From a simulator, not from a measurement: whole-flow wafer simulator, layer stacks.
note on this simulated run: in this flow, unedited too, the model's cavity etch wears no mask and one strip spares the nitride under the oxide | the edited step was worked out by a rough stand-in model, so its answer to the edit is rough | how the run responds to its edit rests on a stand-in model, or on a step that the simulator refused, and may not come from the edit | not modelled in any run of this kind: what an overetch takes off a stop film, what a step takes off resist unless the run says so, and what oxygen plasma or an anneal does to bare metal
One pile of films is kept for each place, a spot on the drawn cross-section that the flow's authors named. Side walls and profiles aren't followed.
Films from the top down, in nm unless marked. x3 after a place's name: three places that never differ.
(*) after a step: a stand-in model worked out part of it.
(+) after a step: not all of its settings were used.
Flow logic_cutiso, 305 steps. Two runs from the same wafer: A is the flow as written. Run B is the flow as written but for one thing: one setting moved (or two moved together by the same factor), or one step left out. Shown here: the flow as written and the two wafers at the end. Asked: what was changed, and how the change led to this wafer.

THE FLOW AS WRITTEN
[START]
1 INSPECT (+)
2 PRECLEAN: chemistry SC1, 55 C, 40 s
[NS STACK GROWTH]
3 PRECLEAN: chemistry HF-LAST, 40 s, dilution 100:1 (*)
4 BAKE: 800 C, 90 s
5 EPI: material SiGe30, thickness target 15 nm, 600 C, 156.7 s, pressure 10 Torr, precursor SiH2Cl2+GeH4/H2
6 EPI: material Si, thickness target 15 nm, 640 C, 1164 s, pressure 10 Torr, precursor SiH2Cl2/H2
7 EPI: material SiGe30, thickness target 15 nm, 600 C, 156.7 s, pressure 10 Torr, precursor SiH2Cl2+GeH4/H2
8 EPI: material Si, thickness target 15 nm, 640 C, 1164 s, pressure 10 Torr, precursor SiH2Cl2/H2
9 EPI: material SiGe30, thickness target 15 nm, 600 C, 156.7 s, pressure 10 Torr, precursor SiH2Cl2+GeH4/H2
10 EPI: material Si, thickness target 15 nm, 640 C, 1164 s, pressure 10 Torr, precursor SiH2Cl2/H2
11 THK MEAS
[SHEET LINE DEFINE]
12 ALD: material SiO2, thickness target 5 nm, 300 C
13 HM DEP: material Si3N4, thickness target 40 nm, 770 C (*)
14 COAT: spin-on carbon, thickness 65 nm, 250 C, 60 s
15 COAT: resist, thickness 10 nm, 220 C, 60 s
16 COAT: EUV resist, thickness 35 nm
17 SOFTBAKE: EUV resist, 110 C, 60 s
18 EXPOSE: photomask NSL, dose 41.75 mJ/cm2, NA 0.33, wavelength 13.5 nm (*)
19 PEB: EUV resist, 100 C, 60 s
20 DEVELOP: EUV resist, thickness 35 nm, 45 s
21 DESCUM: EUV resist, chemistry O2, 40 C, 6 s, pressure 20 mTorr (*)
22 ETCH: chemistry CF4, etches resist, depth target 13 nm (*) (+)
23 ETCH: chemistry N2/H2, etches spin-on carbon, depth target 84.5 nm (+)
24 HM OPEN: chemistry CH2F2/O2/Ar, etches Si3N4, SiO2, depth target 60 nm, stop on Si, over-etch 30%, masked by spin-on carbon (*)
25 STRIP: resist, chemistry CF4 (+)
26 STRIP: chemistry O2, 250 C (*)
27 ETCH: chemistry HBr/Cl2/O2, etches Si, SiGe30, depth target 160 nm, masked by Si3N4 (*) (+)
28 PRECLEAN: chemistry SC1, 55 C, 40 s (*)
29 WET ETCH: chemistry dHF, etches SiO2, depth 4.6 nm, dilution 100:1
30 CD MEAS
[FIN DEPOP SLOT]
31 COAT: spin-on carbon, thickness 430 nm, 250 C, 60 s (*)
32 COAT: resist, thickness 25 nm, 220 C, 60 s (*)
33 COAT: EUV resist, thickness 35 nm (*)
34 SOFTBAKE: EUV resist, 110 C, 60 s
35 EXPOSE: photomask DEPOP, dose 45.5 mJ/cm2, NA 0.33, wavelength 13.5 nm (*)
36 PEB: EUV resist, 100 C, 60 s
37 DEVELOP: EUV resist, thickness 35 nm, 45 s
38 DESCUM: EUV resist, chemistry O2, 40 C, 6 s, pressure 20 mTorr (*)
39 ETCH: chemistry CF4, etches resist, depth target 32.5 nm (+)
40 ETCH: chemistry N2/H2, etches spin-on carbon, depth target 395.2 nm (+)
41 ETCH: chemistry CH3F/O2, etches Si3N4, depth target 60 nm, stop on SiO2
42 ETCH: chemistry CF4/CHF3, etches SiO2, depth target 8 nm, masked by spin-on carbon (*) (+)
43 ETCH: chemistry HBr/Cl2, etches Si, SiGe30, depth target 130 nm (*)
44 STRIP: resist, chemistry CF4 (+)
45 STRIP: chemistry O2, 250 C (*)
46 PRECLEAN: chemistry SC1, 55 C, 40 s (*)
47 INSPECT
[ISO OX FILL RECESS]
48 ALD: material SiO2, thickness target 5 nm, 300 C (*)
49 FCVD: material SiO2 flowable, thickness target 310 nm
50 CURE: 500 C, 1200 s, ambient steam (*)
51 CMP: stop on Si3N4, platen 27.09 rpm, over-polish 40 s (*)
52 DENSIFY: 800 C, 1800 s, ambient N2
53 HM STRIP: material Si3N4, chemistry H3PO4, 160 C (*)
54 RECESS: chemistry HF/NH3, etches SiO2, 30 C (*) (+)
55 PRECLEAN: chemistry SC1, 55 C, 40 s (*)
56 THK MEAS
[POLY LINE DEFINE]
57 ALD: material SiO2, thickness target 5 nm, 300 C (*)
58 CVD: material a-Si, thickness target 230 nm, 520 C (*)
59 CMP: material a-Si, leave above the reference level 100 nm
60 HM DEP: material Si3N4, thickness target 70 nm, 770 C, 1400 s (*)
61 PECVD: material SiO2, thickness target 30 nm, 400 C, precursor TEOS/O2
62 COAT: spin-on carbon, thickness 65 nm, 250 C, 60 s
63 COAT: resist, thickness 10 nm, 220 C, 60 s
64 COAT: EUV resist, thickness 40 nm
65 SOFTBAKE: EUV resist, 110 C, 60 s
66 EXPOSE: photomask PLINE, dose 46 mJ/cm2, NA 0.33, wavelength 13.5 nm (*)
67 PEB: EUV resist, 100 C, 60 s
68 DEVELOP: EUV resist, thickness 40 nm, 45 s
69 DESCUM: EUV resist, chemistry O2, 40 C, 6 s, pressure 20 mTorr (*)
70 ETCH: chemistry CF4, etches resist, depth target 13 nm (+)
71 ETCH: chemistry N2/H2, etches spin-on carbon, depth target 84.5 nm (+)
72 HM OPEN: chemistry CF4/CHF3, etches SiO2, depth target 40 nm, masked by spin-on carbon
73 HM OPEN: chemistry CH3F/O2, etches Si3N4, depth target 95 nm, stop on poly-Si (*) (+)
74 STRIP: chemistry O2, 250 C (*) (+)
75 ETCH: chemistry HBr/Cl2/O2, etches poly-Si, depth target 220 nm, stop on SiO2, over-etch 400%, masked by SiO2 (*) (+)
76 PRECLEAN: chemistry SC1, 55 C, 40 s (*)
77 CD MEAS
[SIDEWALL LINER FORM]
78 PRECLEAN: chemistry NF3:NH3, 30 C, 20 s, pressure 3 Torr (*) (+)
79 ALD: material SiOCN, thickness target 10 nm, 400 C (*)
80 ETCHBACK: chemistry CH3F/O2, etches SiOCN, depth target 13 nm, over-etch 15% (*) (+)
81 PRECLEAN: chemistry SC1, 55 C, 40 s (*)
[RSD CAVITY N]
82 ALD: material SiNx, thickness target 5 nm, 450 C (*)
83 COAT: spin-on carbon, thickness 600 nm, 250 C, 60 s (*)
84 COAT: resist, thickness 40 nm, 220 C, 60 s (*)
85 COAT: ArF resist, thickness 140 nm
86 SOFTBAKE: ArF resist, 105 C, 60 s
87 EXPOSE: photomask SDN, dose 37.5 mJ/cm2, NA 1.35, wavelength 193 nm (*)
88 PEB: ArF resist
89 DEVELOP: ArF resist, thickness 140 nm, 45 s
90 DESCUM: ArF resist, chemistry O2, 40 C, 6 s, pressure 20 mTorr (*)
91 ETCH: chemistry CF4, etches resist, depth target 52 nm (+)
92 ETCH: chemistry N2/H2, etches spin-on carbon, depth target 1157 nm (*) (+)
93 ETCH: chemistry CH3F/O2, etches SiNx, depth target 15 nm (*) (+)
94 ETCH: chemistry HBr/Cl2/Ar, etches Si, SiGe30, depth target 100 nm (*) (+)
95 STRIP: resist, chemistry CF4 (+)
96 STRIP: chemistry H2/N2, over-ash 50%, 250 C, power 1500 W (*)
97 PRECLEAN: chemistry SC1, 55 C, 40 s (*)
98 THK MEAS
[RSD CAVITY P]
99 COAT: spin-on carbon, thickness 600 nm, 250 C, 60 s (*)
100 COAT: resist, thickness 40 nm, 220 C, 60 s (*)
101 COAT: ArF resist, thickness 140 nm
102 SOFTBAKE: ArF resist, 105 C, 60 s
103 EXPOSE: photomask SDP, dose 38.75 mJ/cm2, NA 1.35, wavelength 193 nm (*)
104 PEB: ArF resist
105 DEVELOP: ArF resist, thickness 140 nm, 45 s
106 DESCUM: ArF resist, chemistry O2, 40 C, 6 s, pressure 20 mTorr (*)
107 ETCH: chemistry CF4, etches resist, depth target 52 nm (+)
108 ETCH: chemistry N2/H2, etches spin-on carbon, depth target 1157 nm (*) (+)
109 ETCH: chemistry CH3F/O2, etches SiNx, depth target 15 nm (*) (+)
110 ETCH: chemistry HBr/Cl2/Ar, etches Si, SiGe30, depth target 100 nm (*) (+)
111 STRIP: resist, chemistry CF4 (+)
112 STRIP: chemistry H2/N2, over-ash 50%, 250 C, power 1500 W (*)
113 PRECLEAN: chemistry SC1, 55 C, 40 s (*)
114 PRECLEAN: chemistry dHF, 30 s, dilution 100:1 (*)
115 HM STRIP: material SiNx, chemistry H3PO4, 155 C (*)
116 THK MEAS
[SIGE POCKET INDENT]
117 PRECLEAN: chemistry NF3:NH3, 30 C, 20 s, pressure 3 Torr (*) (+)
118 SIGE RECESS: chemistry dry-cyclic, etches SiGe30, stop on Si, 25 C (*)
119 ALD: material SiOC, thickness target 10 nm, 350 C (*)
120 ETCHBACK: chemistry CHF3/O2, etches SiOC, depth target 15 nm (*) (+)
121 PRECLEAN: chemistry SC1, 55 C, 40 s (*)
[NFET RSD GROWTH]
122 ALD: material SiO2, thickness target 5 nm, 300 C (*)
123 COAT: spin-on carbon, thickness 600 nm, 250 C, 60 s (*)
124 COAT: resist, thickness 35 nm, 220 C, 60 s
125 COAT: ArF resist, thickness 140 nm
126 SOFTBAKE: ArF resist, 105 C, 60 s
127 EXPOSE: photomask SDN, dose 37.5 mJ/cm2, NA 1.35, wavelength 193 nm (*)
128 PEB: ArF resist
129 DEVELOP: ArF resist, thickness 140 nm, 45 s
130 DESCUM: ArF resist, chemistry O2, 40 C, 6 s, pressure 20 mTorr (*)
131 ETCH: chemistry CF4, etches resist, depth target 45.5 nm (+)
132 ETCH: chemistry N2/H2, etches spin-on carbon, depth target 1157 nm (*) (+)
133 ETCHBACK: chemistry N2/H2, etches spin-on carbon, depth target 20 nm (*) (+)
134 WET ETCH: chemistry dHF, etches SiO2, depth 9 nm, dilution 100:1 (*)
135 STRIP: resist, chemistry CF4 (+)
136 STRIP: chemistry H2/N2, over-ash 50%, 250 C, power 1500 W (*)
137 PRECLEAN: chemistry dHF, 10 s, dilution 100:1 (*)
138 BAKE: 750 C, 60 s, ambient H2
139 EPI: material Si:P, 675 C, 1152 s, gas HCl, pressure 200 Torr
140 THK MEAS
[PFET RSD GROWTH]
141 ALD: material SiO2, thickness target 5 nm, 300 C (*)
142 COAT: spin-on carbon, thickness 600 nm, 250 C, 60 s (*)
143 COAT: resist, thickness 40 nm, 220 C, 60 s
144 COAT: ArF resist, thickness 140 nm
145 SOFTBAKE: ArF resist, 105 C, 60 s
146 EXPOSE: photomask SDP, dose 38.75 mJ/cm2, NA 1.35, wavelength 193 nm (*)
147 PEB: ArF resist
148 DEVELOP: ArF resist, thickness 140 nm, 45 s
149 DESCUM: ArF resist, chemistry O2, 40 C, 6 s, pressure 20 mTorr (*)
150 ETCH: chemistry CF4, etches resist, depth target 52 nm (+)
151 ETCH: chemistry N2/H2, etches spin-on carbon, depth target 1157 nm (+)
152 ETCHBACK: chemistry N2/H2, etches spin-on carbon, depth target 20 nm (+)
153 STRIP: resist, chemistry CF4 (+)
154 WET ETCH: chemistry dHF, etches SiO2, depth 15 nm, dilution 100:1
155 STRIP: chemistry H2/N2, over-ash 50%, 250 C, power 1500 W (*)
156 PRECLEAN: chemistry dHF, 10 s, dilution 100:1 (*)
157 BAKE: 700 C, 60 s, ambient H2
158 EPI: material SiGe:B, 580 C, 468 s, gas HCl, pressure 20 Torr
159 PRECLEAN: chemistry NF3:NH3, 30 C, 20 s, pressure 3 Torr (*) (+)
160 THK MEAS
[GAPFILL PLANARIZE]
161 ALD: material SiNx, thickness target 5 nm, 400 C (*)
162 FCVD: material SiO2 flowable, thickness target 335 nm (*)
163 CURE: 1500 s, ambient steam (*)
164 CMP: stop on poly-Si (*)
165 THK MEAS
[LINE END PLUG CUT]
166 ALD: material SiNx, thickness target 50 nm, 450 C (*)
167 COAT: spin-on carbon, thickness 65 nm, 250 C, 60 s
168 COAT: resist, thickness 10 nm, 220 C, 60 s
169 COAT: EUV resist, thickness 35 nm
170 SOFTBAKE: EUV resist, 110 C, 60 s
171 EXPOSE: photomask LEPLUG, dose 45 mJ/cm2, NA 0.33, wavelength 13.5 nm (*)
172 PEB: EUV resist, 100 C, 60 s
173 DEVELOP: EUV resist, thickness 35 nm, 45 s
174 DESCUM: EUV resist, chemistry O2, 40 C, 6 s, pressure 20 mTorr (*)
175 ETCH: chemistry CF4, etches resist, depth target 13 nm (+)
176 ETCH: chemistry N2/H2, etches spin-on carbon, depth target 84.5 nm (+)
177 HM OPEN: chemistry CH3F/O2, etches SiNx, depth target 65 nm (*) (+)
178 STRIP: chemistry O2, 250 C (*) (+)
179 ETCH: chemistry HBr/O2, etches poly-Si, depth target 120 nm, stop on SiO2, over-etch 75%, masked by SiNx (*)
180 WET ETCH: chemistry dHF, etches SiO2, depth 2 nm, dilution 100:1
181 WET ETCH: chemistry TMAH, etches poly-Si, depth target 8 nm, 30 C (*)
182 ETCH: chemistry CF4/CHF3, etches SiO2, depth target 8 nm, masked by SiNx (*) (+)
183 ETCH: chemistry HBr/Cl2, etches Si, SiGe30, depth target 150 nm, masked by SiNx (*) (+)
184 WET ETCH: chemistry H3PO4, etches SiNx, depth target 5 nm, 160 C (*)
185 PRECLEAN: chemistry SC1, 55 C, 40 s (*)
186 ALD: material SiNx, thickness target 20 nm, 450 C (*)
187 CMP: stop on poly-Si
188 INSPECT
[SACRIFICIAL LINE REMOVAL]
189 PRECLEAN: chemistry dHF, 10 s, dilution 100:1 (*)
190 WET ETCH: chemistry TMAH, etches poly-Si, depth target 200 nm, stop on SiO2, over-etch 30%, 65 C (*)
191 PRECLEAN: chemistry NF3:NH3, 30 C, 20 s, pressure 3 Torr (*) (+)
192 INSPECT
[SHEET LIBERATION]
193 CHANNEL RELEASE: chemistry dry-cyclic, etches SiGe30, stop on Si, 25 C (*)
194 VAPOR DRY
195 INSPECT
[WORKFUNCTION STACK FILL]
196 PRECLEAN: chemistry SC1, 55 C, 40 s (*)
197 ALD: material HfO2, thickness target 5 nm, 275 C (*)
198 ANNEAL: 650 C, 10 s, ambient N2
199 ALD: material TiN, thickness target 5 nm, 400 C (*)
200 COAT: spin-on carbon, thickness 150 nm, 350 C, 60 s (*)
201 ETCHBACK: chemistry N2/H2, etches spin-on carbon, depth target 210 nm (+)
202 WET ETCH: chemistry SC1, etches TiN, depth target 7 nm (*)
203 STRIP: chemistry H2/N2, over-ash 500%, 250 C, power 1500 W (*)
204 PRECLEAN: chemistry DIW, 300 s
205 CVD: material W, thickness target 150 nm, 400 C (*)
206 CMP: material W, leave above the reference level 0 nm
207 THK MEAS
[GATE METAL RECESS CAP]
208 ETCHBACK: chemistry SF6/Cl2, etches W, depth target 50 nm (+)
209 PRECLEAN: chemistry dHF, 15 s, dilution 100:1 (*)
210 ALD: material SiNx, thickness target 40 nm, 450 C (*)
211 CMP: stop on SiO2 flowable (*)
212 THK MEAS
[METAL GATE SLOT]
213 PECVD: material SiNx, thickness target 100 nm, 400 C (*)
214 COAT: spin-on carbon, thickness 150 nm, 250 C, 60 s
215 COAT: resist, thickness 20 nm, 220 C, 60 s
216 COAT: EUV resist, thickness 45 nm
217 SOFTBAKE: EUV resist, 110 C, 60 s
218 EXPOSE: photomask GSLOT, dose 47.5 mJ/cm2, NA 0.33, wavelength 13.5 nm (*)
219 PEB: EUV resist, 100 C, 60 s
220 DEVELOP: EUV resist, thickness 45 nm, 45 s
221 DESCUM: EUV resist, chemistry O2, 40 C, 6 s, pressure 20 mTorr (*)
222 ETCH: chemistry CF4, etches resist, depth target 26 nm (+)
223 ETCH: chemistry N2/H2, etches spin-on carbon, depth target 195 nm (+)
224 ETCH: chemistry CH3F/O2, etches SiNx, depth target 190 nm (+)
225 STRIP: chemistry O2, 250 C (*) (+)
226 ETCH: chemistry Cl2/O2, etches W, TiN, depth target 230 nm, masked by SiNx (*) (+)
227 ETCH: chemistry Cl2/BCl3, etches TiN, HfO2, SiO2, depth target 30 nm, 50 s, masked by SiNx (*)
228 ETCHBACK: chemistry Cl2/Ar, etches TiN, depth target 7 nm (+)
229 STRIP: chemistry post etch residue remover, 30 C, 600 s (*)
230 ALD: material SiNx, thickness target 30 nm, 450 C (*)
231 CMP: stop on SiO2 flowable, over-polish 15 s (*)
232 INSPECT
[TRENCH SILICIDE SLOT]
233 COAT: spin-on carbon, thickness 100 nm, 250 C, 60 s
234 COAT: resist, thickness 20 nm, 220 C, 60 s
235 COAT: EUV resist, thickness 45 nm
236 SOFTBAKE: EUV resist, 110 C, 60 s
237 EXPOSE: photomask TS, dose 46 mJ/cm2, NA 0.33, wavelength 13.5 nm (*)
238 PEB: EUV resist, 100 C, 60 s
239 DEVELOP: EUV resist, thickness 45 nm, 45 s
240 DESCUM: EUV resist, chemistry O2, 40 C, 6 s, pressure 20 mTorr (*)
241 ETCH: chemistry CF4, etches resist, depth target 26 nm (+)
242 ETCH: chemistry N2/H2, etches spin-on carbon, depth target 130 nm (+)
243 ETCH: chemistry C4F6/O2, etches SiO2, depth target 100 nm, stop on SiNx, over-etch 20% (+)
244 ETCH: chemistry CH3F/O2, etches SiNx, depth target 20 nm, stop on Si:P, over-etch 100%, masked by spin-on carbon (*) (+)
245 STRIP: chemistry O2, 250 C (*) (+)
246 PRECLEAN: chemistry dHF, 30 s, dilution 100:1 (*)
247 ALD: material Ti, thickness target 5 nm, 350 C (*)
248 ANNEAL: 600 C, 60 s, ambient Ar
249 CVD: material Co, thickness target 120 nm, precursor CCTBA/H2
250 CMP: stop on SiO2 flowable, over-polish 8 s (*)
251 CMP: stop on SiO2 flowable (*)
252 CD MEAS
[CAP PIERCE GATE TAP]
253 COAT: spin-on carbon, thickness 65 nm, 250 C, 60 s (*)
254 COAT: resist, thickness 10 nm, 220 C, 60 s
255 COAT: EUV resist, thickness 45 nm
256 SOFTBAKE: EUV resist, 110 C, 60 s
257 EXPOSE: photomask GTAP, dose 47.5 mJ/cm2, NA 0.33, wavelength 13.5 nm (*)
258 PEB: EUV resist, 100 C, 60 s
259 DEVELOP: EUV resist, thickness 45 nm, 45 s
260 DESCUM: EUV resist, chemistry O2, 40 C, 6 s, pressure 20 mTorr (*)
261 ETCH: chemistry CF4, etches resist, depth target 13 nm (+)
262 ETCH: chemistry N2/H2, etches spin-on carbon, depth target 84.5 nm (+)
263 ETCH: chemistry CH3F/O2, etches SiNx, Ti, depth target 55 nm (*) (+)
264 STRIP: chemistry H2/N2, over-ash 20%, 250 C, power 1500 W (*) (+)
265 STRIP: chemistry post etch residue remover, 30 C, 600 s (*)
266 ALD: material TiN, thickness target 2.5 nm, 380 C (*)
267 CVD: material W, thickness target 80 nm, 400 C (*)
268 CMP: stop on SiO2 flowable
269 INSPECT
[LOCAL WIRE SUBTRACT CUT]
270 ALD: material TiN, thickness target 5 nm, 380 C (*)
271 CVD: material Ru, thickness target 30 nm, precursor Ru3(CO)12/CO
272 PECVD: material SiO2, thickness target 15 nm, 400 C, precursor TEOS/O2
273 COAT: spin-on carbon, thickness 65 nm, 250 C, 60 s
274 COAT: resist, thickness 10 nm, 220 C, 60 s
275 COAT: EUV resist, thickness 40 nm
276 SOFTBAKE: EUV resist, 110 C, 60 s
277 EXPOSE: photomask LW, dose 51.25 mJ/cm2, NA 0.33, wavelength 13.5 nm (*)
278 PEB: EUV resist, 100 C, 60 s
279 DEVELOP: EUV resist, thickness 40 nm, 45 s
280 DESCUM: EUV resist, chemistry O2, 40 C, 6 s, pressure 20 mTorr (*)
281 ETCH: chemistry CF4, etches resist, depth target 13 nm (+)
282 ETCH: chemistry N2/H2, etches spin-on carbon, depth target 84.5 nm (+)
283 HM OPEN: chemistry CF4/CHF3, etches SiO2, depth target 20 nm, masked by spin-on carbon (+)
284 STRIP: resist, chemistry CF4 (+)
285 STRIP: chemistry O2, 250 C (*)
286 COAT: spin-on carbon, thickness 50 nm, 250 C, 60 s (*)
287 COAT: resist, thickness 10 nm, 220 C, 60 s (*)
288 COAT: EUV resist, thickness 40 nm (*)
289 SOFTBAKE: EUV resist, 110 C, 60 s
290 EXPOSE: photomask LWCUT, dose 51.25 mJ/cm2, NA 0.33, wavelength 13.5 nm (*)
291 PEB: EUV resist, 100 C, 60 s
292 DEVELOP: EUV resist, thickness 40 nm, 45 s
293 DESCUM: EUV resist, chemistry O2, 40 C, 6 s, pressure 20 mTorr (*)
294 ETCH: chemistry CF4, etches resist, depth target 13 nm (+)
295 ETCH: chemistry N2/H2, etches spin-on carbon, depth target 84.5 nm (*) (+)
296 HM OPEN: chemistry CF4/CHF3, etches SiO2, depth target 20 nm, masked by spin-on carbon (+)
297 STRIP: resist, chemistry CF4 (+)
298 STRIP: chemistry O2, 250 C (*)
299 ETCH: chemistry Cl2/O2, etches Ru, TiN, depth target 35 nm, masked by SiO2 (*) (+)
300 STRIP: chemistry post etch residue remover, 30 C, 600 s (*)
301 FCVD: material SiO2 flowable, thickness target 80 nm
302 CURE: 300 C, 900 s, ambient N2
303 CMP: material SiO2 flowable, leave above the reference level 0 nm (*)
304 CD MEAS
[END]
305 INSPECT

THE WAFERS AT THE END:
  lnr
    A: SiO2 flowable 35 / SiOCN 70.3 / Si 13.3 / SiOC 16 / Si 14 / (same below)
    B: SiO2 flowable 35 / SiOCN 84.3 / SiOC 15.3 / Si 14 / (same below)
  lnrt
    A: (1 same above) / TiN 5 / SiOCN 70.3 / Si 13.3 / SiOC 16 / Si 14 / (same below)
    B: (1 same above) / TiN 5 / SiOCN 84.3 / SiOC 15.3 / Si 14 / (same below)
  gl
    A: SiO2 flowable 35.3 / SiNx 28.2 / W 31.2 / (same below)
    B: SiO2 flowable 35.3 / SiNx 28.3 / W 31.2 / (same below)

The cause: step 75, ETCH: over-etch 580% was run, where the flow has over-etch 400%.

How the change led to this, step by step:
  75 ETCH: chemistry HBr/Cl2/O2, etches poly-Si, depth target 220 nm, stop on SiO2, over-etch 400%, masked by SiO2 (*) (+)
      lnr, lnrp, lnrt, rsdn, rsdp, rsdw, rsdx: A chemical SiO2 -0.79 (all of it), poly-Si -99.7 (all of it), SiO2 -5 (all of it) | B chemical SiO2 -0.79 (all of it), poly-Si -99.7 (all of it), SiO2 -5 (all of it), chemical SiO2 -0.49 (all of it), Si -13.9 (all of it)
      iso, lnri: A chemical SiO2 -0.79 (all of it), poly-Si -189.1 (all of it), SiO2 -4.55 | B chemical SiO2 -0.79 (all of it), poly-Si -189.1 (all of it), SiO2 -5 (all of it), SiO2 flowable -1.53
      (and at 13 more places)
  80 ETCHBACK: chemistry CH3F/O2, etches SiOCN, depth target 13 nm, over-etch 15% (*) (+)
      rsdn, rsdp, rsdw, rsdx: A SiOCN -10 (all of it), Si -0.7 | B SiOCN -10 (all of it), SiGe30 -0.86
      lnr, lnrp, lnrt: A SiOCN +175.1 | B SiOCN +187.4
  94 ETCH: chemistry HBr/Cl2/Ar, etches Si, SiGe30, depth target 100 nm (*) (+)
      rsdn, rsdx: A chemical SiO2 -0.49 (all of it), Si -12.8 (all of it), SiGe30 -15 (all of it), Si -15 (all of it), SiGe30 -15 (all of it), Si -15 (all of it), SiGe30 -15 (all of it), Si -12.2 | B chemical SiO2 -0.49 (all of it), SiGe30 -13.7 (all of it), Si -15 (all of it), SiGe30 -15 (all of it), Si -15 (all of it), SiGe30 -15 (all of it), Si -26.3
  110 ETCH: chemistry HBr/Cl2/Ar, etches Si, SiGe30, depth target 100 nm (*) (+)
      rsdp, rsdw: A chemical SiO2 -0.49 (all of it), Si -12.8 (all of it), SiGe30 -15 (all of it), Si -15 (all of it), SiGe30 -15 (all of it), Si -15 (all of it), SiGe30 -15 (all of it), Si -12.2 | B chemical SiO2 -0.49 (all of it), SiGe30 -13.7 (all of it), Si -15 (all of it), SiGe30 -15 (all of it), Si -15 (all of it), SiGe30 -15 (all of it), Si -26.3
  118 SIGE RECESS: chemistry dry-cyclic, etches SiGe30, stop on Si, 25 C (*)
      lnr, lnrp, lnrt: A SiOCN -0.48, Si -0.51, cavity +16 (new film), SiGe30 -15 (all of it), Si -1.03, cavity +16 (new film), SiGe30 -15 (all of it), Si -1.03, cavity +16 (new film), SiGe30 -15 (all of it), Si -0.51 | B SiOCN -0.48, cavity +15.3 (new film), SiGe30 -14.8 (all of it), Si -1.03, cavity +16 (new film), SiGe30 -15 (all of it), Si -1.03, cavity +16 (new film), SiGe30 -15 (all of it), Si -0.51
  119 ALD: material SiOC, thickness target 10 nm, 350 C (*)
      lnr, lnrp, lnrt: A SiOC +10 (new film), SiOC +16 (new film), cavity -16 (all of it), SiOC +16 (new film), cavity -16 (all of it), SiOC +16 (new film), cavity -16 (all of it) | B SiOC +10 (new film), SiOC +15.3 (new film), cavity -15.3 (all of it), SiOC +16 (new film), cavity -16 (all of it), SiOC +16 (new film), cavity -16 (all of it)
  120 ETCHBACK: chemistry CHF3/O2, etches SiOC, depth target 15 nm (*) (+)
      gxn: A SiOC -11 (all of it), SiO2 -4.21 (all of it) | B SiOC -10.8 (all of it), SiO2 -2.5 (all of it), Si3N4 -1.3
      gxp: A SiOC -11 (all of it), SiO2 -4.25 (all of it) | B SiOC -10.8 (all of it), SiO2 -2.54 (all of it), Si3N4 -1.29
      (and at 3 more places)
  122 ALD: material SiO2, thickness target 5 nm, 300 C (*)
      gxn: A SiO2 +6.76 (new film) | B SiO2 +5.55 (new film)
      gxp: A SiO2 +6.75 (new film) | B SiO2 +5.54 (new film)
  132 ETCH: chemistry N2/H2, etches spin-on carbon, depth target 1157 nm (*) (+)
      gxn: A spin-on carbon -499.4 (all of it), SiO2 -6.06 | B spin-on carbon -496.7 (all of it), SiO2 -5.55 (all of it), Si3N4 -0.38
  133 ETCHBACK: chemistry N2/H2, etches spin-on carbon, depth target 20 nm (*) (+)
      gxn: A SiO2 -0.7 (all of it), Si3N4 -0.21 | B Si3N4 -0.56
  139 EPI: material Si:P, 675 C, 1152 s, gas HCl, pressure 200 Torr
      rsdn, rsdx: A Si:P +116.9 (new film) | B Si:P +131 (new film)
  141 ALD: material SiO2, thickness target 5 nm, 300 C (*)
      gxp: A SiO2 +5 | B SiO2 +6.77
  158 EPI: material SiGe:B, 580 C, 468 s, gas HCl, pressure 20 Torr
      rsdp, rsdw: A SiGe:B +116.8 (new film) | B SiGe:B +131 (new film)
  164 CMP: stop on poly-Si (*)
      depop, dpovl, isow, ns, nsgap: A SiO2 flowable -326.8 (all of it), SiNx -5 (all of it), SiO2 -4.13 (all of it), Si3N4 -70 (all of it) | B SiO2 flowable -326.8 (all of it), SiNx -5 (all of it), SiO2 -2.42 (all of it), Si3N4 -70 (all of it)
      gfld, gxf: A SiO2 flowable -251.9 (all of it), SiNx -5 (all of it), SiO2 -4.13 (all of it), Si3N4 -70 (all of it) | B SiO2 flowable -252.4 (all of it), SiNx -5 (all of it), SiO2 -2.42 (all of it), Si3N4 -70 (all of it)
      (and at 6 more places)
